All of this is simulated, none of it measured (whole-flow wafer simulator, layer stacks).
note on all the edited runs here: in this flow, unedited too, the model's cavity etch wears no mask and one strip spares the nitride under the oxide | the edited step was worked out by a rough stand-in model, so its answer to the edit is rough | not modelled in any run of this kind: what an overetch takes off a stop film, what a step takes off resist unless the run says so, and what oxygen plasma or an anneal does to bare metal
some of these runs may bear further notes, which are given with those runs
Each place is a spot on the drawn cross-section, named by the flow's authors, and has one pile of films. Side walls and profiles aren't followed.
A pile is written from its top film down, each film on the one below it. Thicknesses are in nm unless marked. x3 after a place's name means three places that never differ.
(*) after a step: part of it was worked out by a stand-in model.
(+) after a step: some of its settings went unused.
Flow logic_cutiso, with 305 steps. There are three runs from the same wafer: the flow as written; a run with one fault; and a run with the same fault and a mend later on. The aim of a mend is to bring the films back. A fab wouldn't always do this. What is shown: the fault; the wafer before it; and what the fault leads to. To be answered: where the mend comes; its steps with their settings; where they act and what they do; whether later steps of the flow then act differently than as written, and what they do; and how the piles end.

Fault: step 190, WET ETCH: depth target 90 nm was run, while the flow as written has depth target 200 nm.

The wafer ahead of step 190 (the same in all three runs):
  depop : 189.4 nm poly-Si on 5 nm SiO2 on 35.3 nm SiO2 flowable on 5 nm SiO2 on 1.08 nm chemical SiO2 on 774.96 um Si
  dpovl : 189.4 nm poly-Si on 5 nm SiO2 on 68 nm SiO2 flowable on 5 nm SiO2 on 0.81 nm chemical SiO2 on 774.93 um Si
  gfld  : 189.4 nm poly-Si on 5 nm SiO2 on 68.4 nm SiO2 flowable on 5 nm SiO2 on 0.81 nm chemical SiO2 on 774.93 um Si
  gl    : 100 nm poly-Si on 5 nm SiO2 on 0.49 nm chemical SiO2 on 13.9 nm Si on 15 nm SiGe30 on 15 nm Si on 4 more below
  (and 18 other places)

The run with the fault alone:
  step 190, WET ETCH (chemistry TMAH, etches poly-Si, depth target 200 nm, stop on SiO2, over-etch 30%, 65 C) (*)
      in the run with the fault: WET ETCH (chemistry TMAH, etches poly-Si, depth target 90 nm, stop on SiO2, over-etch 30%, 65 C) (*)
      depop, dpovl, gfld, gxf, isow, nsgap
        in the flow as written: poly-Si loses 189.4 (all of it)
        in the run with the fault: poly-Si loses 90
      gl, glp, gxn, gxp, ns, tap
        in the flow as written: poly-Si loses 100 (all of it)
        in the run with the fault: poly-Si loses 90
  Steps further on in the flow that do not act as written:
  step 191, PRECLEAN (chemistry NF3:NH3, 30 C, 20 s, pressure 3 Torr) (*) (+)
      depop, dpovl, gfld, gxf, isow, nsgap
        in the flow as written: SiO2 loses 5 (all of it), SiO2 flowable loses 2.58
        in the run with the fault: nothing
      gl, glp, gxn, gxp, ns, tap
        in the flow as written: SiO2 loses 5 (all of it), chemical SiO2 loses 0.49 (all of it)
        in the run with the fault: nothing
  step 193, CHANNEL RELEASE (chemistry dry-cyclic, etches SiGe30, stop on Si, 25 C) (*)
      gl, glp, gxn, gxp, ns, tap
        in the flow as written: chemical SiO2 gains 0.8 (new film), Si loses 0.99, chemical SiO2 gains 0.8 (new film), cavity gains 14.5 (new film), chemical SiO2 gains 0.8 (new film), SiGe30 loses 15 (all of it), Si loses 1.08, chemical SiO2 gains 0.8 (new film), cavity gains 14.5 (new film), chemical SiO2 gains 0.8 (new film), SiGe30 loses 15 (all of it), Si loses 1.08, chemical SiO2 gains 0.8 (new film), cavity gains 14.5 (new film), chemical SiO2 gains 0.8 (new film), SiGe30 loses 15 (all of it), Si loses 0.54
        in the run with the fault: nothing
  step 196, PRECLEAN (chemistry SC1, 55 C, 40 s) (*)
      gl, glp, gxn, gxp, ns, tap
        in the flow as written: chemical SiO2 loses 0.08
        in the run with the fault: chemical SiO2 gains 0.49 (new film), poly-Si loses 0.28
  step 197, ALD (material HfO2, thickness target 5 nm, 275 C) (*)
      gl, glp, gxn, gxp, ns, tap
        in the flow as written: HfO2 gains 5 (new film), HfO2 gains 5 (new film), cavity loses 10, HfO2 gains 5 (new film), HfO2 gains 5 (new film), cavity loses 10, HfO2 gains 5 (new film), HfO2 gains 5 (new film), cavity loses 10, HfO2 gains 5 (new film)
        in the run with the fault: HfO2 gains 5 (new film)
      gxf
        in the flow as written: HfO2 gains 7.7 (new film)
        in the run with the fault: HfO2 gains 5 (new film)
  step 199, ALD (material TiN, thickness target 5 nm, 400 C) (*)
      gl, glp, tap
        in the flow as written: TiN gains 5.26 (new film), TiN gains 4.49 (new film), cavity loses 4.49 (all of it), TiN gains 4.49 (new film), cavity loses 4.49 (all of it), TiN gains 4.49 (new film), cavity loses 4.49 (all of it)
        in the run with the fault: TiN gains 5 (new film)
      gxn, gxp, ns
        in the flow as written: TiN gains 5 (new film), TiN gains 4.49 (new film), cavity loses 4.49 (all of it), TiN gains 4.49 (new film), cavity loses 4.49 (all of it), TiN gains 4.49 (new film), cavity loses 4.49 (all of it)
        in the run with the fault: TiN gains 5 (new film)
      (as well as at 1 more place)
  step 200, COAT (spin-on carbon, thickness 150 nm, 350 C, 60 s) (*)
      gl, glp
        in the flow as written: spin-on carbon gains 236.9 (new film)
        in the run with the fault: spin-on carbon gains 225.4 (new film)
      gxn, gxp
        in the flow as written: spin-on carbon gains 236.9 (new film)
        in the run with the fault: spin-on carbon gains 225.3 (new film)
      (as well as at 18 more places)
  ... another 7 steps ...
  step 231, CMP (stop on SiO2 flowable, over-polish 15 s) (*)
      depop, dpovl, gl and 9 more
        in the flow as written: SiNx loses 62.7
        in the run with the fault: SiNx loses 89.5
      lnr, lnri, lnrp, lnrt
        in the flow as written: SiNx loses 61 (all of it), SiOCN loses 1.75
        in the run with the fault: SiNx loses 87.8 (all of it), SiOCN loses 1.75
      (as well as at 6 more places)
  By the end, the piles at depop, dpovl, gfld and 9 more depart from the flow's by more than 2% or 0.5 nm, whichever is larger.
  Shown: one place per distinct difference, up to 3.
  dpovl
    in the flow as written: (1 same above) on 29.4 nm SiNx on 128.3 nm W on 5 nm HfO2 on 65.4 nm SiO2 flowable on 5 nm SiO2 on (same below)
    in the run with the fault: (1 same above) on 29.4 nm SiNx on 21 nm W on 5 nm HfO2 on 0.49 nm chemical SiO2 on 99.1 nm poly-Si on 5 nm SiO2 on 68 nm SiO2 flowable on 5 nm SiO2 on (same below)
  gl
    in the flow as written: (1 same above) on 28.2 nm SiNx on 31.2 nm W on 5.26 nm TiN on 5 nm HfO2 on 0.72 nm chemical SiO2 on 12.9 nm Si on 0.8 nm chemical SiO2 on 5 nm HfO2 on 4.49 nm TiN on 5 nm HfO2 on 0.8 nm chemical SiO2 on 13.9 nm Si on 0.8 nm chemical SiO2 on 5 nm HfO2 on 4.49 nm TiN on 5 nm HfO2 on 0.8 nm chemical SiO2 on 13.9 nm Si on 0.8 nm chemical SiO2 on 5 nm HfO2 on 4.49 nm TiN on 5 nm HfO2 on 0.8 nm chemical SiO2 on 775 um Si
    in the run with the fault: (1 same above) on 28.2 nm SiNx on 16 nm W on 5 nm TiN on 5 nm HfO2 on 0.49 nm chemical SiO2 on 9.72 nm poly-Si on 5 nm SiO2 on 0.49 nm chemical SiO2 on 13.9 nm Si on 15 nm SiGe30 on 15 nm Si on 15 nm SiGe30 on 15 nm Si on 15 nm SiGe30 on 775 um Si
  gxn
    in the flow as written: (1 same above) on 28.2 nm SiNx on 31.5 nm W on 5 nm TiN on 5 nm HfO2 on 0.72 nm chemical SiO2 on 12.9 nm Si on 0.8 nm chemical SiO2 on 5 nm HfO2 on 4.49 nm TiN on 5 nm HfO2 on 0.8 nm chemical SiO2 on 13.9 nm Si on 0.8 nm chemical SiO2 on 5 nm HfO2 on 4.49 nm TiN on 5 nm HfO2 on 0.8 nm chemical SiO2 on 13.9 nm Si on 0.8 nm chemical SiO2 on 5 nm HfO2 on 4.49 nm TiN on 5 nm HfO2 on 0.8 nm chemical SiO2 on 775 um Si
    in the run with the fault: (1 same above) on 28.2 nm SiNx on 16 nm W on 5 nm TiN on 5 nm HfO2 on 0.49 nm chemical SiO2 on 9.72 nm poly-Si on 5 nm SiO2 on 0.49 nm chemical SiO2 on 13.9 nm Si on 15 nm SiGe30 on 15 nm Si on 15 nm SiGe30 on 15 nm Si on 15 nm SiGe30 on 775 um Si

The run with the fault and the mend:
  The mend stands after step 190.
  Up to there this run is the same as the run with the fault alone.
  step 190a, WET ETCH (chemistry TMAH, etches poly-Si, depth target 110 nm, stop on SiO2, over-etch 30%, 65 C) (*) (the flow's step 190, run once more with other settings)
      depop, dpovl, gfld, gxf, isow, nsgap
        poly-Si loses 99.4 (all of it)
      gl, glp, gxn, gxp, ns, tap
        poly-Si loses 10 (all of it)
  Every later step of the flow that is run acts as written at every place that is followed.
  At every place that both follow, the piles at the end match the flow's.
